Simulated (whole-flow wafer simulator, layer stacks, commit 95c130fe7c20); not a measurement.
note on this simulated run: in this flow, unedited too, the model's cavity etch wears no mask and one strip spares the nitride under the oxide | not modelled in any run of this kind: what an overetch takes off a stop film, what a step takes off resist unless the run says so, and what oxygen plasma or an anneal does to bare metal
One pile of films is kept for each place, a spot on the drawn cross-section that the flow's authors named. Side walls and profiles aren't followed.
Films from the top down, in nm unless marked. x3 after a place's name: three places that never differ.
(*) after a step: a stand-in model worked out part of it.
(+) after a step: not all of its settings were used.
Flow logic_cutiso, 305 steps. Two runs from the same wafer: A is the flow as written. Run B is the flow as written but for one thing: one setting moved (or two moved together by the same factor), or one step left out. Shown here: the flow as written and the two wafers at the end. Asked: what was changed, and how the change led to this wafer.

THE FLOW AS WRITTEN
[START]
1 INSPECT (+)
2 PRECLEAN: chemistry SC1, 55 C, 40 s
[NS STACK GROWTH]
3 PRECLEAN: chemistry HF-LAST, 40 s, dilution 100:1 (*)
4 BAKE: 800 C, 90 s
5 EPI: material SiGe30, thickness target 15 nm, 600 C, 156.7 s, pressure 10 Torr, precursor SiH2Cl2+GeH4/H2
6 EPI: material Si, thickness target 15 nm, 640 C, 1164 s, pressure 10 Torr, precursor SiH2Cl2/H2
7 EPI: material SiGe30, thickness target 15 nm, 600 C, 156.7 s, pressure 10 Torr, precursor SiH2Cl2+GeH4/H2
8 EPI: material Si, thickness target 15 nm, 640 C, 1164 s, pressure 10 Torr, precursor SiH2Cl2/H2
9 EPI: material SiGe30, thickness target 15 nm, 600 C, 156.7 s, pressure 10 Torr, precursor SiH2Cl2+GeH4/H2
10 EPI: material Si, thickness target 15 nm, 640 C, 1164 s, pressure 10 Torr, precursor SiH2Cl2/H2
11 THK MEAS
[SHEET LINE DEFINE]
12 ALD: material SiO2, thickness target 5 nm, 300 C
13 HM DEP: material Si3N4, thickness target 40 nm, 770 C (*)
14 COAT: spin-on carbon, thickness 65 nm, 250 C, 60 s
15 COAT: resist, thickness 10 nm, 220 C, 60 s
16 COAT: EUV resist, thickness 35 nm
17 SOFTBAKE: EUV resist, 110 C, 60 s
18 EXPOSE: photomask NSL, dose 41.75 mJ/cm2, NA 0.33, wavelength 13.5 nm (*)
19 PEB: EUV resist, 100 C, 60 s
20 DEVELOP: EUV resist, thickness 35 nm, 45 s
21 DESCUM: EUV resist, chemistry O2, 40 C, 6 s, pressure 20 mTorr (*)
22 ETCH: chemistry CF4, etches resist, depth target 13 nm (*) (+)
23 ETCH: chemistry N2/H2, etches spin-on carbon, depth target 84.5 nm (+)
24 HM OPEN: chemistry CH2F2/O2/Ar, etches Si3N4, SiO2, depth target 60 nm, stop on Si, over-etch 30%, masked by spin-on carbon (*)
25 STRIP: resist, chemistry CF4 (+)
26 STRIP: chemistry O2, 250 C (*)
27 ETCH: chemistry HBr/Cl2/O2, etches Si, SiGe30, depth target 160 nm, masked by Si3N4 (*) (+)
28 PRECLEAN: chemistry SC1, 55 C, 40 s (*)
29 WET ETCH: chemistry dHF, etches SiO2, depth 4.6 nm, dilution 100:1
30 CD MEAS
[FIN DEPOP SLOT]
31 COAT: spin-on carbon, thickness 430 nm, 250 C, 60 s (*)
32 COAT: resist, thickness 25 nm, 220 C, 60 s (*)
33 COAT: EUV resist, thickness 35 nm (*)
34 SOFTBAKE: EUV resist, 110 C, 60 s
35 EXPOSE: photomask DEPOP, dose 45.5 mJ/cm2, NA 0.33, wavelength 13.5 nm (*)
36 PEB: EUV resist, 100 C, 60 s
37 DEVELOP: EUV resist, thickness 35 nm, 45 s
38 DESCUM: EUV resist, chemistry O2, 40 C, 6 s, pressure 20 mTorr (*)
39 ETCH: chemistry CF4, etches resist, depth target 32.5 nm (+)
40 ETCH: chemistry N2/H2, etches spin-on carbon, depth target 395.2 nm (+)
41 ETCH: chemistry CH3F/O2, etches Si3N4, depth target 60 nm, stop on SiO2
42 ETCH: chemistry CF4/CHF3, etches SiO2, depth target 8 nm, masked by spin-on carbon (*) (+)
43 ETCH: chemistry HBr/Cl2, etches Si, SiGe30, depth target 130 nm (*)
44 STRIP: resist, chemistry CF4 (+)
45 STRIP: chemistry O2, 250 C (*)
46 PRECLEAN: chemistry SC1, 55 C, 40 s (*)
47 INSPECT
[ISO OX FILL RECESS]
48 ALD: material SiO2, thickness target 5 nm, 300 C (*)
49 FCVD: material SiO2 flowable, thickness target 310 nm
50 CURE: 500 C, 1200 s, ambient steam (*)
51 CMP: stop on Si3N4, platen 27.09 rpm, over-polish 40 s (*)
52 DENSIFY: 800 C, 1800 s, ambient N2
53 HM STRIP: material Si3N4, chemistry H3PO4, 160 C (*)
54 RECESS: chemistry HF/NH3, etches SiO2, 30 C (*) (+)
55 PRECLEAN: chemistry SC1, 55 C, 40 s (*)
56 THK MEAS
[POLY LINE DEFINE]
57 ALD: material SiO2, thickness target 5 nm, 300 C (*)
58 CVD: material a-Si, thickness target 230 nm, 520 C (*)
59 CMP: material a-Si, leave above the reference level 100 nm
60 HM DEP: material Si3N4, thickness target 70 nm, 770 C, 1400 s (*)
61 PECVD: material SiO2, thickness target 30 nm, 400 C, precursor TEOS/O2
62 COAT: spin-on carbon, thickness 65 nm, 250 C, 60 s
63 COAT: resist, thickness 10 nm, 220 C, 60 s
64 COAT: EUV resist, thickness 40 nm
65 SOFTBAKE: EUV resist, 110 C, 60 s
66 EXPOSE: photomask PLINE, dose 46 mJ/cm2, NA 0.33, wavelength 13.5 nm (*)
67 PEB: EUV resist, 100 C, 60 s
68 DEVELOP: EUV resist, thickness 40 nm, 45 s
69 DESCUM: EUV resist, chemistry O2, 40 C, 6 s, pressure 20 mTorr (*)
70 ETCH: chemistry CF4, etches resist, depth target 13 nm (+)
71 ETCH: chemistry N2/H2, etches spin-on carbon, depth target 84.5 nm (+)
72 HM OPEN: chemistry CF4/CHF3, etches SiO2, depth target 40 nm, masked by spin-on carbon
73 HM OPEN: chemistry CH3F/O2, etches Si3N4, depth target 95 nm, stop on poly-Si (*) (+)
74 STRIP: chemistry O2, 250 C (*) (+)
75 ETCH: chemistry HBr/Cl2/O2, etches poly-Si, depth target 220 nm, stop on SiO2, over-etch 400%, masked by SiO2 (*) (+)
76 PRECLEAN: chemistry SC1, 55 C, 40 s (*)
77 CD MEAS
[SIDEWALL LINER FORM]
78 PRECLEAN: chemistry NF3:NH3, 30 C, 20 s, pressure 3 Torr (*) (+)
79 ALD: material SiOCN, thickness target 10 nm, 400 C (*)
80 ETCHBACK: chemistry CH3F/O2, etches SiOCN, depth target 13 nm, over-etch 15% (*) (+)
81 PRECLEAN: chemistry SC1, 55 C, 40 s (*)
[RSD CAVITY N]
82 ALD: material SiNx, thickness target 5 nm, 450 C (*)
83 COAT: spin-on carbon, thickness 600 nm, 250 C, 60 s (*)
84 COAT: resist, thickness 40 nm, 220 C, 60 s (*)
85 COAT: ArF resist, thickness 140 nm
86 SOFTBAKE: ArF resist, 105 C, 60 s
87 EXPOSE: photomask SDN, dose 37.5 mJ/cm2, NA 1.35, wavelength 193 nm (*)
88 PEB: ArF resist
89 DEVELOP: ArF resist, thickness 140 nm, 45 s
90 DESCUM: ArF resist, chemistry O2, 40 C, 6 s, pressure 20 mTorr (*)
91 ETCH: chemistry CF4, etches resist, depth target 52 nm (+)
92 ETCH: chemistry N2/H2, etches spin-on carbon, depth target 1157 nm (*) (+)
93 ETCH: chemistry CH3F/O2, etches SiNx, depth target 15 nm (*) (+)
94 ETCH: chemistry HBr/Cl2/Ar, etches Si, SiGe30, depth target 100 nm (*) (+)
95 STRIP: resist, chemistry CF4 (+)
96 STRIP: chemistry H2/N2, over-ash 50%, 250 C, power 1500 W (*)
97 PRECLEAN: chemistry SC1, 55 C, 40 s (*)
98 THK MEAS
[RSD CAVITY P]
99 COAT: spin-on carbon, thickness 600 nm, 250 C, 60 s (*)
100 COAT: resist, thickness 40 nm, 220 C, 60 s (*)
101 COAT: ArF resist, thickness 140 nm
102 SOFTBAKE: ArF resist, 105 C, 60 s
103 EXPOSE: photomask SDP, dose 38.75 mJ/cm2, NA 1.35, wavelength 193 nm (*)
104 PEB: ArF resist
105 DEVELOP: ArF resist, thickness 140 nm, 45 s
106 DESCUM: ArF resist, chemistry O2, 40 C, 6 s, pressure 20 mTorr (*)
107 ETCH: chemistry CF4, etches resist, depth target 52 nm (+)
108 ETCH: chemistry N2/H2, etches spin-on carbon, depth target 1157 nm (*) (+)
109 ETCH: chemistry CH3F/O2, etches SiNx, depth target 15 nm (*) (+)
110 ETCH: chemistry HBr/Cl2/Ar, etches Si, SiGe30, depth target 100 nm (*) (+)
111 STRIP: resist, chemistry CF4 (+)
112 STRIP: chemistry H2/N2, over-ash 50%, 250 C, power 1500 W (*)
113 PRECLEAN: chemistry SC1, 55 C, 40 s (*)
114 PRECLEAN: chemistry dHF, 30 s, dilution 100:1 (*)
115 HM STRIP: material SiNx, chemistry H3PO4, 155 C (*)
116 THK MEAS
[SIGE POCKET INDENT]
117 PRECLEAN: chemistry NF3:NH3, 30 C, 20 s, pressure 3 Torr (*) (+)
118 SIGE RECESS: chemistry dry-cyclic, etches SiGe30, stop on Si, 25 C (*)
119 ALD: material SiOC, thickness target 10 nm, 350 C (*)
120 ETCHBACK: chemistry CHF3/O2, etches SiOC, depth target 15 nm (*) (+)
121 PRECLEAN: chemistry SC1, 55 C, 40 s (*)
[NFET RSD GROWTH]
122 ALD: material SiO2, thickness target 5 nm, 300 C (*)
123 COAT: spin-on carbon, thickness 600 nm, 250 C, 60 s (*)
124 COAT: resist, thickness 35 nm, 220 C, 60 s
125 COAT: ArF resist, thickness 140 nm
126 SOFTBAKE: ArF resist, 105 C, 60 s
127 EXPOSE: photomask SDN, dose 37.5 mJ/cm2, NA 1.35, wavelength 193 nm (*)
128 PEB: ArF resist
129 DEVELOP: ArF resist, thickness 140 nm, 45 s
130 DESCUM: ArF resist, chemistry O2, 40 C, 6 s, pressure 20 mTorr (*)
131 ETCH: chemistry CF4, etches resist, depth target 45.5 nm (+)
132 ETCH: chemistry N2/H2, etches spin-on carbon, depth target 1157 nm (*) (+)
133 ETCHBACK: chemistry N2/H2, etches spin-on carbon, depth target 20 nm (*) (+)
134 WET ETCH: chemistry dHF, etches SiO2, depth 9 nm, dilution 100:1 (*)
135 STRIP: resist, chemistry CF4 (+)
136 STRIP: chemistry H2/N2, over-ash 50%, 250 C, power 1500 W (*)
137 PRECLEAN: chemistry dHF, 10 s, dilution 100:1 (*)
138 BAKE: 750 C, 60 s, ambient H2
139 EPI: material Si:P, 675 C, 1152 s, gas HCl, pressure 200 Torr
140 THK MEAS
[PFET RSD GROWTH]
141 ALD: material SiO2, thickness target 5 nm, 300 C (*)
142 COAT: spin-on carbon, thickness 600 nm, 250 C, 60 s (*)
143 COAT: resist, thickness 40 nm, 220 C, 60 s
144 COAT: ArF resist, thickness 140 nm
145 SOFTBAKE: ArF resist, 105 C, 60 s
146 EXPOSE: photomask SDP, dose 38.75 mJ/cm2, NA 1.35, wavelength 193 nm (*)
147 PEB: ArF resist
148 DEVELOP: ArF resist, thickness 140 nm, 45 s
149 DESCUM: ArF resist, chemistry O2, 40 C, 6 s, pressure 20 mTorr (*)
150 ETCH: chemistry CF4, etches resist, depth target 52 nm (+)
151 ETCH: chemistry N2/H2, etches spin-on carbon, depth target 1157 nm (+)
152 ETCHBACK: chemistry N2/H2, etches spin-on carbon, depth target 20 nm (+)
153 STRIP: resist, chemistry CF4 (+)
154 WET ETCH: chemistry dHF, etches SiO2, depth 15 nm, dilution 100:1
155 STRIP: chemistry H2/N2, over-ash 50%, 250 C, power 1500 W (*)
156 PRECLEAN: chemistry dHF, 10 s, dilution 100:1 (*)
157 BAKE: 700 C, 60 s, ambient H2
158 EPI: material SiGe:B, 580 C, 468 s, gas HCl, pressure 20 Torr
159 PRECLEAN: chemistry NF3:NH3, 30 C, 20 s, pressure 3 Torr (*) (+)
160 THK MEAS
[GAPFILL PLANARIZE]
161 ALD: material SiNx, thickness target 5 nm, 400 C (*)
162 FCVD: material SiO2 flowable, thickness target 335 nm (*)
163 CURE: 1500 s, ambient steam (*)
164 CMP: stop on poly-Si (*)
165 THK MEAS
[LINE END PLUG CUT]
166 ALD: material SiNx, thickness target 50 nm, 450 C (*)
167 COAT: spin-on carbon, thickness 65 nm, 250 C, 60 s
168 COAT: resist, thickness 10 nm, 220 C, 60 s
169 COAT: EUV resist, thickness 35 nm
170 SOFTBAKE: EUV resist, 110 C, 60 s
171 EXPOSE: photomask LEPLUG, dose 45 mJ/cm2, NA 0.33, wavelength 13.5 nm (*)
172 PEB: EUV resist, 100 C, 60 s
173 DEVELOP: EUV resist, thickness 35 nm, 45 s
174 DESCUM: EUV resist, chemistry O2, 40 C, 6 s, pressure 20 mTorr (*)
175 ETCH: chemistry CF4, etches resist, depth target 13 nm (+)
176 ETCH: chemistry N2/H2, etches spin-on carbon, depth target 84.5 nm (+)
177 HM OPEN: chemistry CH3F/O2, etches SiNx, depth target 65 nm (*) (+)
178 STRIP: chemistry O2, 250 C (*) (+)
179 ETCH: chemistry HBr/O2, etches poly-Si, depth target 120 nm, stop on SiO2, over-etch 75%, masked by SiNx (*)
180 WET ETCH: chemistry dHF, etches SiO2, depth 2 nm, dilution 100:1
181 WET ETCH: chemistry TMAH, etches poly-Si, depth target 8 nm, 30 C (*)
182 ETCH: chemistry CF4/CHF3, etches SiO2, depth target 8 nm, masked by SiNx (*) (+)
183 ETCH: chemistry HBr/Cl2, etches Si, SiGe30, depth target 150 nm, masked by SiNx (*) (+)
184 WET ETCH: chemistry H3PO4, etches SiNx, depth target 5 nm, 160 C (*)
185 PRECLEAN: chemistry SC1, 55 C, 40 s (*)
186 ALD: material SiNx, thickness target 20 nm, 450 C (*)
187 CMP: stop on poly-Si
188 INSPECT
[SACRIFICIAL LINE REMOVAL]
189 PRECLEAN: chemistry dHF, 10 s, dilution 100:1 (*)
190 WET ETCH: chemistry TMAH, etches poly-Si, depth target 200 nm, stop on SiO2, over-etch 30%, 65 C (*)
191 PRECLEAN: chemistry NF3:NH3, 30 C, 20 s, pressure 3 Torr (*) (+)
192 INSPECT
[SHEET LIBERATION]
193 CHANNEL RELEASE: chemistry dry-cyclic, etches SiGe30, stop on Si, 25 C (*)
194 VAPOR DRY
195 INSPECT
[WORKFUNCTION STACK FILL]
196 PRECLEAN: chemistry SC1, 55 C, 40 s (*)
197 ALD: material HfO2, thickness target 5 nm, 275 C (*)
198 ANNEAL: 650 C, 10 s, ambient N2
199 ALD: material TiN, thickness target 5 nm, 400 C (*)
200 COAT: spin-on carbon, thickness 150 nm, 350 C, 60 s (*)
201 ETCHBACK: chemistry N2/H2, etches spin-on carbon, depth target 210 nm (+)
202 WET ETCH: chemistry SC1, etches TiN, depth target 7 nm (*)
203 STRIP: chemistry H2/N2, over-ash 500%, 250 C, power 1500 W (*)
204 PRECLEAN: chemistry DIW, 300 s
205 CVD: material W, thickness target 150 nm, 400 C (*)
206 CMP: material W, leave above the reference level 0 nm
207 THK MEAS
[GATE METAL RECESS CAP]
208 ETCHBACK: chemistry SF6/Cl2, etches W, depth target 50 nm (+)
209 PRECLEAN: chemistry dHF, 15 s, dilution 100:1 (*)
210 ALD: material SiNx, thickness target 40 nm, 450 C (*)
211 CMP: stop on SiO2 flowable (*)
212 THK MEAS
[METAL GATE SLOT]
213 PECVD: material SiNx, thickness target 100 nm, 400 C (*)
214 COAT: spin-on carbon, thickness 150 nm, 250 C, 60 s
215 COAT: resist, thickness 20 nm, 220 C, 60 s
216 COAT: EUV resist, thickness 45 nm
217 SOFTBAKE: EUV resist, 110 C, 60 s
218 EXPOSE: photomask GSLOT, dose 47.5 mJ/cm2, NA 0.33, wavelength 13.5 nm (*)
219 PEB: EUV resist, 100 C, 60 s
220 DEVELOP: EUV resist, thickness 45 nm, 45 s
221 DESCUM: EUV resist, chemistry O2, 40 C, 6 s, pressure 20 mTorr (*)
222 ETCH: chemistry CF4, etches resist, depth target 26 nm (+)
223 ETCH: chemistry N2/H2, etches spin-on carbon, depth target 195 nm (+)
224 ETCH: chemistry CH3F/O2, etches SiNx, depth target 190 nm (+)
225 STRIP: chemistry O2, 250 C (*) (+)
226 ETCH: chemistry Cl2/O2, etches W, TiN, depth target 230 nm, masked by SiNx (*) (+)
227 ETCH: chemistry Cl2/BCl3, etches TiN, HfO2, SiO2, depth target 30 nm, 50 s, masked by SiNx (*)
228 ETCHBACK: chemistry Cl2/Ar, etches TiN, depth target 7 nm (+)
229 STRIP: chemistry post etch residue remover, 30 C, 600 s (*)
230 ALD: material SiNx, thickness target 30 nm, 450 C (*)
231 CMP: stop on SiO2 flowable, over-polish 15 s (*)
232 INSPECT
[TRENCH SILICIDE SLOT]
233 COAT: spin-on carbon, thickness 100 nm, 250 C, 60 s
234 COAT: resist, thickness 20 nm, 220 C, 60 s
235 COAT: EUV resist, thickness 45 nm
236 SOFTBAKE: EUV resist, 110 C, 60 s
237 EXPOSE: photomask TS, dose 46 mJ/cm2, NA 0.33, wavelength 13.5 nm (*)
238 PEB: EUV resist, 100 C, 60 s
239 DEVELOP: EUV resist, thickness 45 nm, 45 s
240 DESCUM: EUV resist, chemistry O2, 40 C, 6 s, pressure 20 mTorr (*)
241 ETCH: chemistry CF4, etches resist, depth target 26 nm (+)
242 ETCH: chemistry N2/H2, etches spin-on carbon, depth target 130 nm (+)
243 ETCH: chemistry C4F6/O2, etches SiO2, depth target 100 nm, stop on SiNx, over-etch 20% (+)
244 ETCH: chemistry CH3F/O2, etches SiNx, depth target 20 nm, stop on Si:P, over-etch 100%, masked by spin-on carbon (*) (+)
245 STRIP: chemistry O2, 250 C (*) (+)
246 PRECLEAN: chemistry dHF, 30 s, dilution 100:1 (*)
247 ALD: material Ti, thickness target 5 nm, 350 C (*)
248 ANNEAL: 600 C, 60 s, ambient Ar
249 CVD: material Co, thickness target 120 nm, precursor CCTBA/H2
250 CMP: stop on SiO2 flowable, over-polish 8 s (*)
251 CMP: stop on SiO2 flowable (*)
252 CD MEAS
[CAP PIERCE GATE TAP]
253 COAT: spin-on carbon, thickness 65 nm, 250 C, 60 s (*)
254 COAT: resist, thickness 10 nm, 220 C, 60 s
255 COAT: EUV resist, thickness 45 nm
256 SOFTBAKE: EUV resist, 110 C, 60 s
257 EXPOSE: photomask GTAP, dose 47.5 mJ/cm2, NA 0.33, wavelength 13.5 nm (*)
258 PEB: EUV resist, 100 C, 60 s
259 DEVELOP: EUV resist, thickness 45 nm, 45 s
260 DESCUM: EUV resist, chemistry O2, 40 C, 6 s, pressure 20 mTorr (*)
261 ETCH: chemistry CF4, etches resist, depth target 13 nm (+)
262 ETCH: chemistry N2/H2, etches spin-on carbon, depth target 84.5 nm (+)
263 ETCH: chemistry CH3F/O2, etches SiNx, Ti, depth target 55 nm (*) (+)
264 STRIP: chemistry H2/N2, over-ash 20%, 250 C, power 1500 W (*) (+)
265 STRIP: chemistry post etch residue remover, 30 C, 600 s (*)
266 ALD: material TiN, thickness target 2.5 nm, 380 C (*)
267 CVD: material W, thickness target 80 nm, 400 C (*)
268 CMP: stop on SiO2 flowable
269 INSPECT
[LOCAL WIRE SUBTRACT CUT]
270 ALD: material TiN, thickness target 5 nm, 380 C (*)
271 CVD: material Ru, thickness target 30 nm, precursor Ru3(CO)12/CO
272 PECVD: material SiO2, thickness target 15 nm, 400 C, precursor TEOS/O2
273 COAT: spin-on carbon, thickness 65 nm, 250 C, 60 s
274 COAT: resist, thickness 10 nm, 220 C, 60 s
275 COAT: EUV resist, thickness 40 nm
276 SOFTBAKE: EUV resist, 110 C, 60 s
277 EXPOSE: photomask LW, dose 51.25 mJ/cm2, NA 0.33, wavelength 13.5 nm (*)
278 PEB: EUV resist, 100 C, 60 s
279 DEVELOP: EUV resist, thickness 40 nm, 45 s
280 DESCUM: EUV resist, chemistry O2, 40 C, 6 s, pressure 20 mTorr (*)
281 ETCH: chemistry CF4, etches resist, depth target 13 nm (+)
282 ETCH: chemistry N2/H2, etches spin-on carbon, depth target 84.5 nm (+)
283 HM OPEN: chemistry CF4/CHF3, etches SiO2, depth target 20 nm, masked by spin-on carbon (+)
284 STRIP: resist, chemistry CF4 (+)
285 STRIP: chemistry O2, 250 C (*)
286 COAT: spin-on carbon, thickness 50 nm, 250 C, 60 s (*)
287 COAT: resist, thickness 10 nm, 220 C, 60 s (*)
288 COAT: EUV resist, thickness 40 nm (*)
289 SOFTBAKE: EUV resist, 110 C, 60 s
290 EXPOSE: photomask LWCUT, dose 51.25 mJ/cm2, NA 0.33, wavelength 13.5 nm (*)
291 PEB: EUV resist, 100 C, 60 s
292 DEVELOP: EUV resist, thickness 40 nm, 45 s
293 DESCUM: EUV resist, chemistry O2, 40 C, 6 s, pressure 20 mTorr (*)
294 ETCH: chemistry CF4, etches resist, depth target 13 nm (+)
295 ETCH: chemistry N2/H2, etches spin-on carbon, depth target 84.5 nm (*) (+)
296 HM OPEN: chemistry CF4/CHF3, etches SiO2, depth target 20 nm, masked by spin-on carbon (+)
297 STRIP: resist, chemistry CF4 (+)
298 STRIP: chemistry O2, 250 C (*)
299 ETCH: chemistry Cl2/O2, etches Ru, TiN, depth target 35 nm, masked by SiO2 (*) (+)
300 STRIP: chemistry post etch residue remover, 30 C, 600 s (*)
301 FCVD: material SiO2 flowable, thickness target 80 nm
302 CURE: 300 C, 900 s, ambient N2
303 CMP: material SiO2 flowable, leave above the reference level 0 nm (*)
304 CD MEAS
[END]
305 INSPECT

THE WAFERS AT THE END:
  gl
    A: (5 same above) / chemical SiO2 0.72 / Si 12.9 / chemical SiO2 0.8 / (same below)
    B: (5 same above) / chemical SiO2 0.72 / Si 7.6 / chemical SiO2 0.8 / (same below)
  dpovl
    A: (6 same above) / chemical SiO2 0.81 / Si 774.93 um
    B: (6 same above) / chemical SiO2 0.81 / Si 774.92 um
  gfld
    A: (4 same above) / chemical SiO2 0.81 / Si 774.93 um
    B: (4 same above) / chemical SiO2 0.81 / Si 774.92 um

The cause: step 10, EPI: thickness target 9.8 nm was run, where the flow has thickness target 15 nm; step 10, EPI: 756.9 s was run, where the flow has 1164 s.

How the change led to this, step by step:
  10 EPI: material Si, thickness target 15 nm, 640 C, 1164 s, pressure 10 Torr, precursor SiH2Cl2/H2
      depop, dpovl, gfld and 19 more: A Si +15 (new film) | B Si +9.75 (new film)
  27 ETCH: chemistry HBr/Cl2/O2, etches Si, SiGe30, depth target 160 nm, masked by Si3N4 (*) (+)
      gfld, gxf, iso, lnri: A chemical SiO2 -0.79 (all of it), Si -11.4 (all of it), SiGe30 -15 (all of it), Si -15 (all of it), SiGe30 -15 (all of it), Si -15 (all of it), SiGe30 -15 (all of it), Si -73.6 | B chemical SiO2 -0.79 (all of it), Si -6.1 (all of it), SiGe30 -15 (all of it), Si -15 (all of it), SiGe30 -15 (all of it), Si -15 (all of it), SiGe30 -15 (all of it), Si -78.9
      dpovl, nsgap: A chemical SiO2 -0.79 (all of it), Si -11.8 (all of it), SiGe30 -15 (all of it), Si -15 (all of it), SiGe30 -15 (all of it), Si -15 (all of it), SiGe30 -15 (all of it), Si -73.2 | B chemical SiO2 -0.79 (all of it), Si -6.5 (all of it), SiGe30 -15 (all of it), Si -15 (all of it), SiGe30 -15 (all of it), Si -15 (all of it), SiGe30 -15 (all of it), Si -78.5
      (and at 1 more place)
  43 ETCH: chemistry HBr/Cl2, etches Si, SiGe30, depth target 130 nm (*)
      depop: A Si -14 (all of it), SiGe30 -15 (all of it), Si -15 (all of it), SiGe30 -15 (all of it), Si -15 (all of it), SiGe30 -15 (all of it), Si -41 | B Si -8.77 (all of it), SiGe30 -15 (all of it), Si -15 (all of it), SiGe30 -15 (all of it), Si -15 (all of it), SiGe30 -15 (all of it), Si -46.2
  94 ETCH: chemistry HBr/Cl2/Ar, etches Si, SiGe30, depth target 100 nm (*) (+)
      rsdn, rsdx: A chemical SiO2 -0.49 (all of it), Si -12.8 (all of it), SiGe30 -15 (all of it), Si -15 (all of it), SiGe30 -15 (all of it), Si -15 (all of it), SiGe30 -15 (all of it), Si -12.2 | B chemical SiO2 -0.49 (all of it), Si -7.57 (all of it), SiGe30 -15 (all of it), Si -15 (all of it), SiGe30 -15 (all of it), Si -15 (all of it), SiGe30 -15 (all of it), Si -17.4
  110 ETCH: chemistry HBr/Cl2/Ar, etches Si, SiGe30, depth target 100 nm (*) (+)
      rsdp, rsdw: A chemical SiO2 -0.49 (all of it), Si -12.8 (all of it), SiGe30 -15 (all of it), Si -15 (all of it), SiGe30 -15 (all of it), Si -15 (all of it), SiGe30 -15 (all of it), Si -12.2 | B chemical SiO2 -0.49 (all of it), Si -7.57 (all of it), SiGe30 -15 (all of it), Si -15 (all of it), SiGe30 -15 (all of it), Si -15 (all of it), SiGe30 -15 (all of it), Si -17.4
  183 ETCH: chemistry HBr/Cl2, etches Si, SiGe30, depth target 150 nm, masked by SiNx (*) (+)
      plug: A Si -13.6 (all of it), SiGe30 -15 (all of it), Si -15 (all of it), SiGe30 -15 (all of it), Si -15 (all of it), SiGe30 -15 (all of it), Si -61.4 | B Si -8.3 (all of it), SiGe30 -15 (all of it), Si -15 (all of it), SiGe30 -15 (all of it), Si -15 (all of it), SiGe30 -15 (all of it), Si -66.7
